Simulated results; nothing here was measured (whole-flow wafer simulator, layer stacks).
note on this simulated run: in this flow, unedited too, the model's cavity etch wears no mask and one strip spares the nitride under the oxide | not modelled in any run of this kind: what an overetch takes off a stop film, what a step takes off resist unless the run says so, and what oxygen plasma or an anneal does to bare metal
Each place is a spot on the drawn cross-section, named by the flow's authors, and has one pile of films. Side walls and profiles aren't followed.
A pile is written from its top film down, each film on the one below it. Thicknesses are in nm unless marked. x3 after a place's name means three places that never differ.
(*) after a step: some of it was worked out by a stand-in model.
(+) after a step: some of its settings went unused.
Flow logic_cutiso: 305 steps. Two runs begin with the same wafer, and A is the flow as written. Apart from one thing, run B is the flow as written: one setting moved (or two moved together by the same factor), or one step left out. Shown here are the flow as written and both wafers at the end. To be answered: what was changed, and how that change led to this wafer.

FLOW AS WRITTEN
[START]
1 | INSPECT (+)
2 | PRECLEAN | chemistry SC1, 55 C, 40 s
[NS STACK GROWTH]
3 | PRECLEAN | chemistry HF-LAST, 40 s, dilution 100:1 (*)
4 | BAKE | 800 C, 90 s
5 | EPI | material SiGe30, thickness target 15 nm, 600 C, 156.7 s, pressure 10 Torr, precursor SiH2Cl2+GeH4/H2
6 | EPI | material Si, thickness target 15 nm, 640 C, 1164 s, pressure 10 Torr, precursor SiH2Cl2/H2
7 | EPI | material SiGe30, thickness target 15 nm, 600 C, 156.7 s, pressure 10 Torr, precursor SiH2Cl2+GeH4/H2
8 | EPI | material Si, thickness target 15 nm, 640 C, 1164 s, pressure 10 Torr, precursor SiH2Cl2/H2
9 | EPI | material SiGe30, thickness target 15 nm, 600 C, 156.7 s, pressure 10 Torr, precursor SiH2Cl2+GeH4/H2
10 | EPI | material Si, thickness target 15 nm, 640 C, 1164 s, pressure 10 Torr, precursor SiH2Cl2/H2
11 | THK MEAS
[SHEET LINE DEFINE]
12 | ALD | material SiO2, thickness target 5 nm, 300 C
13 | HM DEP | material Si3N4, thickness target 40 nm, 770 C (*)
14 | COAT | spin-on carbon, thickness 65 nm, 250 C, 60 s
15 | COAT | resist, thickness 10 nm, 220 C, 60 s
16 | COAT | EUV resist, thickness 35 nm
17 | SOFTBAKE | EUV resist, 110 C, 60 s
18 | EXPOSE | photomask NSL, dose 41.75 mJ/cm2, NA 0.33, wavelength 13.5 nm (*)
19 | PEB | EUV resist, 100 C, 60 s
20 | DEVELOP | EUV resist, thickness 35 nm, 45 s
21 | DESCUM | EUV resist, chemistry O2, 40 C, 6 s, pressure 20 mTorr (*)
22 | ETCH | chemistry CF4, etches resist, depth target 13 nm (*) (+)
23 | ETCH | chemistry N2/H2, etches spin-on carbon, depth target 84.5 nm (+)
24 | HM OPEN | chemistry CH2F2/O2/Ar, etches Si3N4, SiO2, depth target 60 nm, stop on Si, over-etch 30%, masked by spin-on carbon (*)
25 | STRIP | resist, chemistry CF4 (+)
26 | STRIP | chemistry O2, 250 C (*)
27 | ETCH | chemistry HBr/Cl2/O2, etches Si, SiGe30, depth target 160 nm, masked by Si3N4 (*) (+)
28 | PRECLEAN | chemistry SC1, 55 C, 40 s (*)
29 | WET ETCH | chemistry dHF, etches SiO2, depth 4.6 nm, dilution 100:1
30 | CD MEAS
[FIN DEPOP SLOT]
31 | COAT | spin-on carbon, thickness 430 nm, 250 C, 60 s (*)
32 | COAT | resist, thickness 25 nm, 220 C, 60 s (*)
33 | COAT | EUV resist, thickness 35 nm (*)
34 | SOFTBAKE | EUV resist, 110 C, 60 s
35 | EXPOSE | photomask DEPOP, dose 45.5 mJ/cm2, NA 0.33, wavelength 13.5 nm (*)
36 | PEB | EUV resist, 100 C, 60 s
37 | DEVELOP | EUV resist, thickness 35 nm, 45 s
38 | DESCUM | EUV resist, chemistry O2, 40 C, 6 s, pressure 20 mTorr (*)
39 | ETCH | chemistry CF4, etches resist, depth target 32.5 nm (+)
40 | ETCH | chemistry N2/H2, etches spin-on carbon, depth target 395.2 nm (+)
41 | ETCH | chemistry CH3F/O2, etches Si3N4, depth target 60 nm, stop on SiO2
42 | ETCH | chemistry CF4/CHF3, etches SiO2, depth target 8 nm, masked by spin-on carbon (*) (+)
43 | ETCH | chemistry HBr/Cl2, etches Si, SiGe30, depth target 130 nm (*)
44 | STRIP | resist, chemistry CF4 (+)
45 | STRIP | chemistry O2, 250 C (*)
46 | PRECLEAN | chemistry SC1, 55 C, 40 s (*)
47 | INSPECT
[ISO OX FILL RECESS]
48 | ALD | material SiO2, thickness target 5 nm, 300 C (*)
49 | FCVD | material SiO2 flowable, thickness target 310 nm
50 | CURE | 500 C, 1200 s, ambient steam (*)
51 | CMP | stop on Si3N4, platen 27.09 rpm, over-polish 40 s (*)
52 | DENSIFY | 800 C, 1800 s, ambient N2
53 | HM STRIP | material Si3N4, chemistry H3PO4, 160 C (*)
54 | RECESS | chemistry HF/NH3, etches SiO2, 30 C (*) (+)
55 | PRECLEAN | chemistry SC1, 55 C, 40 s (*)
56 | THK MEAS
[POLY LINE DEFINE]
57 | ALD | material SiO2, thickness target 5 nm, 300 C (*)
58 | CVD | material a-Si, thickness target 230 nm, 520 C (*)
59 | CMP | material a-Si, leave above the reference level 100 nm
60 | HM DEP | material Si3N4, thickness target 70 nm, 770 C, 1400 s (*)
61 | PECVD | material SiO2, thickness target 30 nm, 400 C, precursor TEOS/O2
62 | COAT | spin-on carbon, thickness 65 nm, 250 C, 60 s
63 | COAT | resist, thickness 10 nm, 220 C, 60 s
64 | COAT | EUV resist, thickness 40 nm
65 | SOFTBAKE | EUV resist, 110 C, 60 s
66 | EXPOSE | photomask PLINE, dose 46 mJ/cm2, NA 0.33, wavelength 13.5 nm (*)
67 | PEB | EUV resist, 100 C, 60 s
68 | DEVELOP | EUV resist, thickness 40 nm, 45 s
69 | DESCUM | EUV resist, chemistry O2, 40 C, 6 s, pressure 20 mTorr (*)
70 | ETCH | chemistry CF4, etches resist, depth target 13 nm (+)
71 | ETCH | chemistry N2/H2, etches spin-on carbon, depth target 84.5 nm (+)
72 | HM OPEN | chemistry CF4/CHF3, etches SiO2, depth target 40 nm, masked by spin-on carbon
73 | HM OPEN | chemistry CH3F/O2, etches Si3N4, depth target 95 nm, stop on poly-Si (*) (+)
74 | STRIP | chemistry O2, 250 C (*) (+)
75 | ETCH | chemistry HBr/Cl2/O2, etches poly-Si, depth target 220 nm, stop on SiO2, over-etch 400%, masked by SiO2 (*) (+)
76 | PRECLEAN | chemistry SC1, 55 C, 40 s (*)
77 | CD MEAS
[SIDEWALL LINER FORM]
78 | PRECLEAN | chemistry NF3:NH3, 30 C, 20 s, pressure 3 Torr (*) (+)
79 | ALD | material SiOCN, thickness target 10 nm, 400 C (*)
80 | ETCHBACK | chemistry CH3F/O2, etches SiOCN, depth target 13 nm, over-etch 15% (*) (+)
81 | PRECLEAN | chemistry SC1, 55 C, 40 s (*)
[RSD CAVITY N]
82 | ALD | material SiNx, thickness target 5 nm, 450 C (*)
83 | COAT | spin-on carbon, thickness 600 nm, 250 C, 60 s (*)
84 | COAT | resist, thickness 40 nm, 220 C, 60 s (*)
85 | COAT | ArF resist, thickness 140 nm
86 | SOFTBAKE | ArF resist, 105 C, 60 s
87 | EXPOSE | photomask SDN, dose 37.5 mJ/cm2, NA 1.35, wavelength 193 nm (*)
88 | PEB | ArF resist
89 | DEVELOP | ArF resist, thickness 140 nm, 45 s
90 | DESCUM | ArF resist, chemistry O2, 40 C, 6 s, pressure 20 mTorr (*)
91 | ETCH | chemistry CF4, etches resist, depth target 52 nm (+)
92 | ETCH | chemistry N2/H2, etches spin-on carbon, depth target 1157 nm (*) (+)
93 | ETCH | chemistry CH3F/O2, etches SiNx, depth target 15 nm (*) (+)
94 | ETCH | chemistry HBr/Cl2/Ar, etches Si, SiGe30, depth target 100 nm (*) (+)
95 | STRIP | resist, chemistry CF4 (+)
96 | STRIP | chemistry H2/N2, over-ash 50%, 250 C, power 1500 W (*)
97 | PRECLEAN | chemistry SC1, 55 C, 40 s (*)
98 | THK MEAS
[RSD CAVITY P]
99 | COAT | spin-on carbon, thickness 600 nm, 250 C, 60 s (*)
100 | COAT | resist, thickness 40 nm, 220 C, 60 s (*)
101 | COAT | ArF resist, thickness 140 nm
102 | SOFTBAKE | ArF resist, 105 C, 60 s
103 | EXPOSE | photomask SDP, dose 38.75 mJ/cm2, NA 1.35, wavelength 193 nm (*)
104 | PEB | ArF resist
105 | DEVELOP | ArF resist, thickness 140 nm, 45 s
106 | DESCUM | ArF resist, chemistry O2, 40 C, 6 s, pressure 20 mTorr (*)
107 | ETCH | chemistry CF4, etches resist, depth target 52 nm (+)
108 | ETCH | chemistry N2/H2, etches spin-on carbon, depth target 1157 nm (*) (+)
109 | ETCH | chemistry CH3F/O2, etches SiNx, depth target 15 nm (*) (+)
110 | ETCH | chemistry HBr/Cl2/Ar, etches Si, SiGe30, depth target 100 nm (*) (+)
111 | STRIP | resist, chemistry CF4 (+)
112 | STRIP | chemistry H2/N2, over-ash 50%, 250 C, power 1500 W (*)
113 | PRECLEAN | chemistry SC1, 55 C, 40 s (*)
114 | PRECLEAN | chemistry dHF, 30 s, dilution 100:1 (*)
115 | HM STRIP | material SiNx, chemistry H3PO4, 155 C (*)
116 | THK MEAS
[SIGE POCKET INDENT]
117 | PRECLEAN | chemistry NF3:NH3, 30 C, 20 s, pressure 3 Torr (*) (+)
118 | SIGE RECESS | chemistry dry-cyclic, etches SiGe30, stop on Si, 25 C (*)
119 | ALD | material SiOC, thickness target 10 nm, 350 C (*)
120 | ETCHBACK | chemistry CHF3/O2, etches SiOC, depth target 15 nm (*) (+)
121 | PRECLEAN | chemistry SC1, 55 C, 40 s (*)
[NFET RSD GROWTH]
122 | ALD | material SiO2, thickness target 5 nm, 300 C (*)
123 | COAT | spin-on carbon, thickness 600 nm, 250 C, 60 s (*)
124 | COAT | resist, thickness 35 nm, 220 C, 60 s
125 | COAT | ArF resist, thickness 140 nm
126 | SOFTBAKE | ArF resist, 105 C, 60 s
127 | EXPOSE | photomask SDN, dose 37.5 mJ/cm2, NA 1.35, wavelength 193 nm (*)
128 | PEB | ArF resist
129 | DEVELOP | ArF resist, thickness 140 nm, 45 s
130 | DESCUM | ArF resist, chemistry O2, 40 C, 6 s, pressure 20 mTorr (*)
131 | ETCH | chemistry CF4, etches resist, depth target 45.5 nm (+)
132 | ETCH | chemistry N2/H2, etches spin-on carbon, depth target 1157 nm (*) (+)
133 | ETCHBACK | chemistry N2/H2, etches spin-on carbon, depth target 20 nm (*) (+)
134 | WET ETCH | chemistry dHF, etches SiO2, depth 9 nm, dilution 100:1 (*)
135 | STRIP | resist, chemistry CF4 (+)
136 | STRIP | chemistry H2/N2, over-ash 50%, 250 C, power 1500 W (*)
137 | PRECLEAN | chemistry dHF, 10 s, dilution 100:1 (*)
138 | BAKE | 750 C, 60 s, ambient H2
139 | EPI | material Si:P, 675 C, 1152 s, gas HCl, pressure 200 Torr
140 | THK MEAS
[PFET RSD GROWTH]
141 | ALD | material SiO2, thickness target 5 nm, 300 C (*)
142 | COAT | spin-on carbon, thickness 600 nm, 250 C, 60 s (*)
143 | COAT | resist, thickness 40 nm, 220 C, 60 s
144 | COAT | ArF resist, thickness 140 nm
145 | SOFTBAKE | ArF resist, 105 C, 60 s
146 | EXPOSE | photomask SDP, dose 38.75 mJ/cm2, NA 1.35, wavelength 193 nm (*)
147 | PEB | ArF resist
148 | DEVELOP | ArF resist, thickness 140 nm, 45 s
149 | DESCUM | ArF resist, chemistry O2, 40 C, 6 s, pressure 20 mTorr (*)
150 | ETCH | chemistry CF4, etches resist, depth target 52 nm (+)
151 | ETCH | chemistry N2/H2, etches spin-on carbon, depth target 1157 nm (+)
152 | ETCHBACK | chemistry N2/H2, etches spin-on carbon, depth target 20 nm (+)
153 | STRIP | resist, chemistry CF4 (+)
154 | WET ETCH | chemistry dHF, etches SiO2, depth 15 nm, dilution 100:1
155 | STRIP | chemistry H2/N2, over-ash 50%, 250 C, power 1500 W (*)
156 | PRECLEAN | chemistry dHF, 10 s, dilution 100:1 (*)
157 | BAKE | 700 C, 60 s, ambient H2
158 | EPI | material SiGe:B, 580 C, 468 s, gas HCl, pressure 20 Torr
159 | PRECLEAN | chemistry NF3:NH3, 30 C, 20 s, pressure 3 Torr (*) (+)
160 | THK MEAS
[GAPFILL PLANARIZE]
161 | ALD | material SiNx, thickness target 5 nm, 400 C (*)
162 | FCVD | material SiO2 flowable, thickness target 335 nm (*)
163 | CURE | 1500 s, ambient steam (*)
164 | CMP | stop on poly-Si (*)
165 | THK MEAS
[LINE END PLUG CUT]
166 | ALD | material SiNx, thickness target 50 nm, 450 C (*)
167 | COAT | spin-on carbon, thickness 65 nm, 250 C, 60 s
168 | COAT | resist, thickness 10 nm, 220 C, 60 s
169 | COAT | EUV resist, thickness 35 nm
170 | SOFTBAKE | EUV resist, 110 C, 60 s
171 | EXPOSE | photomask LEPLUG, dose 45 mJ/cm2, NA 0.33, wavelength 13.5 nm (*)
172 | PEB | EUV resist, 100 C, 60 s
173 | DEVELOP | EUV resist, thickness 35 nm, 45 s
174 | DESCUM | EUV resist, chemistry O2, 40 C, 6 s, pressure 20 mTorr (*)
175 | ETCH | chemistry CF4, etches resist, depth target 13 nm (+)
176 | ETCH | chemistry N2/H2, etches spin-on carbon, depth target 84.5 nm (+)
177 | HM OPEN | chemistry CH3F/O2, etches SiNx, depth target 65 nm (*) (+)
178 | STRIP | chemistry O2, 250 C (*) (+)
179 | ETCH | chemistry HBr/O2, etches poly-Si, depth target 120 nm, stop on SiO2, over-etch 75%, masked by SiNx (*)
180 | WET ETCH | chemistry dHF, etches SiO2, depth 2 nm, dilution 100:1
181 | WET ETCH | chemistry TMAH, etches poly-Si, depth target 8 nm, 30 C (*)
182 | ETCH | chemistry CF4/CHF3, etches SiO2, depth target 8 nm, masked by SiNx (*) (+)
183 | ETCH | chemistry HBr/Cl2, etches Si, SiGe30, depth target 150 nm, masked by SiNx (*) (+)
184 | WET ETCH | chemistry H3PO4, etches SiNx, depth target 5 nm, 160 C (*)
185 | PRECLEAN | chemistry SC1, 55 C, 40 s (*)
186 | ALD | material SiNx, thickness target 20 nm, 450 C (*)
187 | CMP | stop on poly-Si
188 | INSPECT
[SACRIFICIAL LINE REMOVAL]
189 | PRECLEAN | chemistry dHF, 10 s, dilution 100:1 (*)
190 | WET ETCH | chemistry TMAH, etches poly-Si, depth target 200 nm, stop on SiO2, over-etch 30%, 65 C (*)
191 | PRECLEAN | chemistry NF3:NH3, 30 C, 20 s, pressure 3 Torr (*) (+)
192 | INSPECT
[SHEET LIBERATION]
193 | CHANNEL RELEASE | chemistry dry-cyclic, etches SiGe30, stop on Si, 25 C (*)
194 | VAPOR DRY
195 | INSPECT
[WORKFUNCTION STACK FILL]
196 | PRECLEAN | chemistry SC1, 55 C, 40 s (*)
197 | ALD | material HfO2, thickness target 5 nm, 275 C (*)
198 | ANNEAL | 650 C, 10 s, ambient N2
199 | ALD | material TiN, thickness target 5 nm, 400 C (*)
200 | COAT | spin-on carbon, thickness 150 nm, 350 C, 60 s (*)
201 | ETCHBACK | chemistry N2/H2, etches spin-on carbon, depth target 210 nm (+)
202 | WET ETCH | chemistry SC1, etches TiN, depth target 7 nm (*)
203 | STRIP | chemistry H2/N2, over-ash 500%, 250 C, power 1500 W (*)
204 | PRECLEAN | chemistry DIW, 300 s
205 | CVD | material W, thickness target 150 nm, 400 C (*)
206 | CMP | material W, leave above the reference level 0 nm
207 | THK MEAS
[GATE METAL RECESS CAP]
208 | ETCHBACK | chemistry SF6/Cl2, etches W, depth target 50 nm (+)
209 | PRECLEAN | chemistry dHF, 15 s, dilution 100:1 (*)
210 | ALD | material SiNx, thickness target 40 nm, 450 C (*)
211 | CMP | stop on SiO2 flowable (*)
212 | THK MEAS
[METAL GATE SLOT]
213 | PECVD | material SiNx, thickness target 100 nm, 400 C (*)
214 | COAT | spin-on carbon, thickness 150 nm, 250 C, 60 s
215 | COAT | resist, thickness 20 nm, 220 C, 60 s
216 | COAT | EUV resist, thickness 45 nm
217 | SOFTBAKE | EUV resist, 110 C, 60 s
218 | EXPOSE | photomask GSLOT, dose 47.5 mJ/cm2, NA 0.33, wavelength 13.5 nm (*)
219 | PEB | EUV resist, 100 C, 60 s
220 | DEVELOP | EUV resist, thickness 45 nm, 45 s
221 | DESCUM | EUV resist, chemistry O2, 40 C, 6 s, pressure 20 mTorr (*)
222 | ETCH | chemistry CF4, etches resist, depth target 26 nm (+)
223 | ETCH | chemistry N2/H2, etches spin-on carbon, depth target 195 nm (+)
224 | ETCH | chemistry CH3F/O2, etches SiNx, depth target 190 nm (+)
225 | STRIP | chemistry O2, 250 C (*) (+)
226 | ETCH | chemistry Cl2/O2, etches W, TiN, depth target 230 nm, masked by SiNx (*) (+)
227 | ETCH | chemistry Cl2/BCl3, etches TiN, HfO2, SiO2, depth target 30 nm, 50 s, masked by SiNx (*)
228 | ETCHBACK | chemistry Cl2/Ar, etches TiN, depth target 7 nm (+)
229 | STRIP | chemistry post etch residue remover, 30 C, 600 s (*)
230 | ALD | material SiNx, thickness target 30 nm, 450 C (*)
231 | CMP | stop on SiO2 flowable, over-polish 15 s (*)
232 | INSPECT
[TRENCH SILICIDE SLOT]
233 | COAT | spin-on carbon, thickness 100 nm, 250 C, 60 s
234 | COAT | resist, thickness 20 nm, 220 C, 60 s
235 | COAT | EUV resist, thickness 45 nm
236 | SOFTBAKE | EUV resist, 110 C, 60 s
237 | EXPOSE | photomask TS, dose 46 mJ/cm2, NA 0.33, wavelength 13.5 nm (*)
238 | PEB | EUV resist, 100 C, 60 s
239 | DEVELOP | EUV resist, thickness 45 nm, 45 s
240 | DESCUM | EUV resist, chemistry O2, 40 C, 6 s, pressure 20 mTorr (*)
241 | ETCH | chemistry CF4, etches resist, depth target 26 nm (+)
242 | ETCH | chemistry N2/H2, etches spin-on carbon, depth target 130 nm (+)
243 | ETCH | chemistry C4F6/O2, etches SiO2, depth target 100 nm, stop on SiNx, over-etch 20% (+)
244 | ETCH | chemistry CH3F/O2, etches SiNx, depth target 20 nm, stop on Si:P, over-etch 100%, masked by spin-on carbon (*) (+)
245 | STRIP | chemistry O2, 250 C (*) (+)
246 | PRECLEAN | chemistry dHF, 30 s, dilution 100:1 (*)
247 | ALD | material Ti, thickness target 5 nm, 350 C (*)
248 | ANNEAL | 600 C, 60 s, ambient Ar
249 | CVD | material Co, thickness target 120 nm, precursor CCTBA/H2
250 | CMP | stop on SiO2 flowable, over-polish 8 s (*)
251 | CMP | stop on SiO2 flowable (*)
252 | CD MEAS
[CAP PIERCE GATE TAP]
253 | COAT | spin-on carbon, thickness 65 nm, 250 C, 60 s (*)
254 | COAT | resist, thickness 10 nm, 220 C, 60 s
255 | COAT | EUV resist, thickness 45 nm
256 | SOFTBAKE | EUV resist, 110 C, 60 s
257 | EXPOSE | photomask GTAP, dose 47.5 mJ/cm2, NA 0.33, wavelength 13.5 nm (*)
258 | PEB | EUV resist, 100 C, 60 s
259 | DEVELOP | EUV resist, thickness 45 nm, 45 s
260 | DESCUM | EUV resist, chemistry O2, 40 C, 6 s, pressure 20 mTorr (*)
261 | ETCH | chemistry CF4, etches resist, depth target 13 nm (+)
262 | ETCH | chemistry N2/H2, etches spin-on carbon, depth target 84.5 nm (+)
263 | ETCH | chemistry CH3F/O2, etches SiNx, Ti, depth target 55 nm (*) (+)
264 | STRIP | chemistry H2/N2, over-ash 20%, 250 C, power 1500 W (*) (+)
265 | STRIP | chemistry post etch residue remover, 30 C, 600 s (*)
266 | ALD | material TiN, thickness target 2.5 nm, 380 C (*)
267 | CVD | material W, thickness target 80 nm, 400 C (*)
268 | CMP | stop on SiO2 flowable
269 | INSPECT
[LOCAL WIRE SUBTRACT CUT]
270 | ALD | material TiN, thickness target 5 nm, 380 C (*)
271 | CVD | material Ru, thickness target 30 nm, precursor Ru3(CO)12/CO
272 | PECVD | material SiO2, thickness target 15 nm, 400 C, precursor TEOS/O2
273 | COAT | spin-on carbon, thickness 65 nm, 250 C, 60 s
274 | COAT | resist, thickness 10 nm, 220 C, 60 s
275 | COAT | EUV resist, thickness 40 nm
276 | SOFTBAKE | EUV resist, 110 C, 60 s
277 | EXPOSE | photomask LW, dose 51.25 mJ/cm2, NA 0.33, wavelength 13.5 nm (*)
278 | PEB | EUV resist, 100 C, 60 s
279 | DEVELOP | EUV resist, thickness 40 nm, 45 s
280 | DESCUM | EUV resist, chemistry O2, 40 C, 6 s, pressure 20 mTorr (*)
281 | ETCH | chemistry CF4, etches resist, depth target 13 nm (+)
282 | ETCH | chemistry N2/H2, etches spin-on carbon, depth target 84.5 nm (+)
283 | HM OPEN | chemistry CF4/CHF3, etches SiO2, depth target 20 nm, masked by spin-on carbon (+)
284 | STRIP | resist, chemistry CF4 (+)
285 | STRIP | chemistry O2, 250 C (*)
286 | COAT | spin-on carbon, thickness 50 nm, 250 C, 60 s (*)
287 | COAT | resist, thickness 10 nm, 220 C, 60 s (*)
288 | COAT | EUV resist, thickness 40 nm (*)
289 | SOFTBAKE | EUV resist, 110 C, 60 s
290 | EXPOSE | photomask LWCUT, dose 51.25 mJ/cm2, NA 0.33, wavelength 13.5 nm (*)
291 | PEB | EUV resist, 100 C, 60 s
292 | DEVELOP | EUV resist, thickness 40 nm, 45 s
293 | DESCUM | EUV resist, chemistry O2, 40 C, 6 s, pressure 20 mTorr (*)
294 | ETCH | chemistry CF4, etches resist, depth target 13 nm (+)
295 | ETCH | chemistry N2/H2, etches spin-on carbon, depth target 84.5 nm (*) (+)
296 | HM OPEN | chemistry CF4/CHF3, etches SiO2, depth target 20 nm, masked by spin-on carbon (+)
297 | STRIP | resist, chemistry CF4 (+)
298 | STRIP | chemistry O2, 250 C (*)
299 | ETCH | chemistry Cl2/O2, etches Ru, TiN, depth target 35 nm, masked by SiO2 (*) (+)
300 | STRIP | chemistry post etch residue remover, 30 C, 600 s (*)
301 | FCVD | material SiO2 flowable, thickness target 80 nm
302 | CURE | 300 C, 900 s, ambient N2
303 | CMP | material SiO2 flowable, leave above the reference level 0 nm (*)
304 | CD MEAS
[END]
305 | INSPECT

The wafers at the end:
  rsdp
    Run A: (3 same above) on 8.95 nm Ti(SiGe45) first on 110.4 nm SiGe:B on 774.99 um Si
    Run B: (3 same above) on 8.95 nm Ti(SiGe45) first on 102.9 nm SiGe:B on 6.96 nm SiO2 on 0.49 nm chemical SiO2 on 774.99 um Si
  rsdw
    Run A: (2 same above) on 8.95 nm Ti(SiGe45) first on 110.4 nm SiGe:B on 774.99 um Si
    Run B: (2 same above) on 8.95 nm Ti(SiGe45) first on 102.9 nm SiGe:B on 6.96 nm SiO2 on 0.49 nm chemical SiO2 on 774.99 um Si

What caused this: step 151, ETCH: depth target 520.6 nm was run, while the flow as written has depth target 1157 nm.

How this came from the change, step by step:
  151 | ETCH | chemistry N2/H2, etches spin-on carbon, depth target 1157 nm (+)
      rsdp, rsdw: A -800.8 spin-on carbon (all of it) | B -520.6 spin-on carbon
      glp: A -524.5 spin-on carbon (all of it), -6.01 SiO2 | B -520.6 spin-on carbon
      (and at 19 other places as well)
  152 | ETCHBACK | chemistry N2/H2, etches spin-on carbon, depth target 20 nm (+)
      rsdp, rsdw: A -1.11 SiO2 | B -20 spin-on carbon
      glp: A -1.11 SiO2 | B -3.89 spin-on carbon (all of it), -0.9 SiO2
      (and at 1 other place as well)
  153 | STRIP | resist, chemistry CF4 (+)
      rsdp: A -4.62 SiO2 | B nothing
      rsdw: A -5.11 SiO2 | B nothing
      (and at 20 other places as well)
  154 | WET ETCH | chemistry dHF, etches SiO2, depth 15 nm, dilution 100:1
      rsdp: A -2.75 SiO2 (all of it), -0.49 chemical SiO2 (all of it) | B nothing
      rsdw: A -2.25 SiO2 (all of it), -0.49 chemical SiO2 (all of it) | B nothing
  155 | STRIP | chemistry H2/N2, over-ash 50%, 250 C, power 1500 W (*)
      rsdp, rsdw: A nothing | B -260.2 spin-on carbon (all of it)
  156 | PRECLEAN | chemistry dHF, 10 s, dilution 100:1 (*)
      rsdp, rsdw: A nothing | B -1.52 SiO2
  158 | EPI | material SiGe:B, 580 C, 468 s, gas HCl, pressure 20 Torr
      rsdp, rsdw: A +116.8 SiGe:B (new film) | B +109.4 SiGe:B (new film)
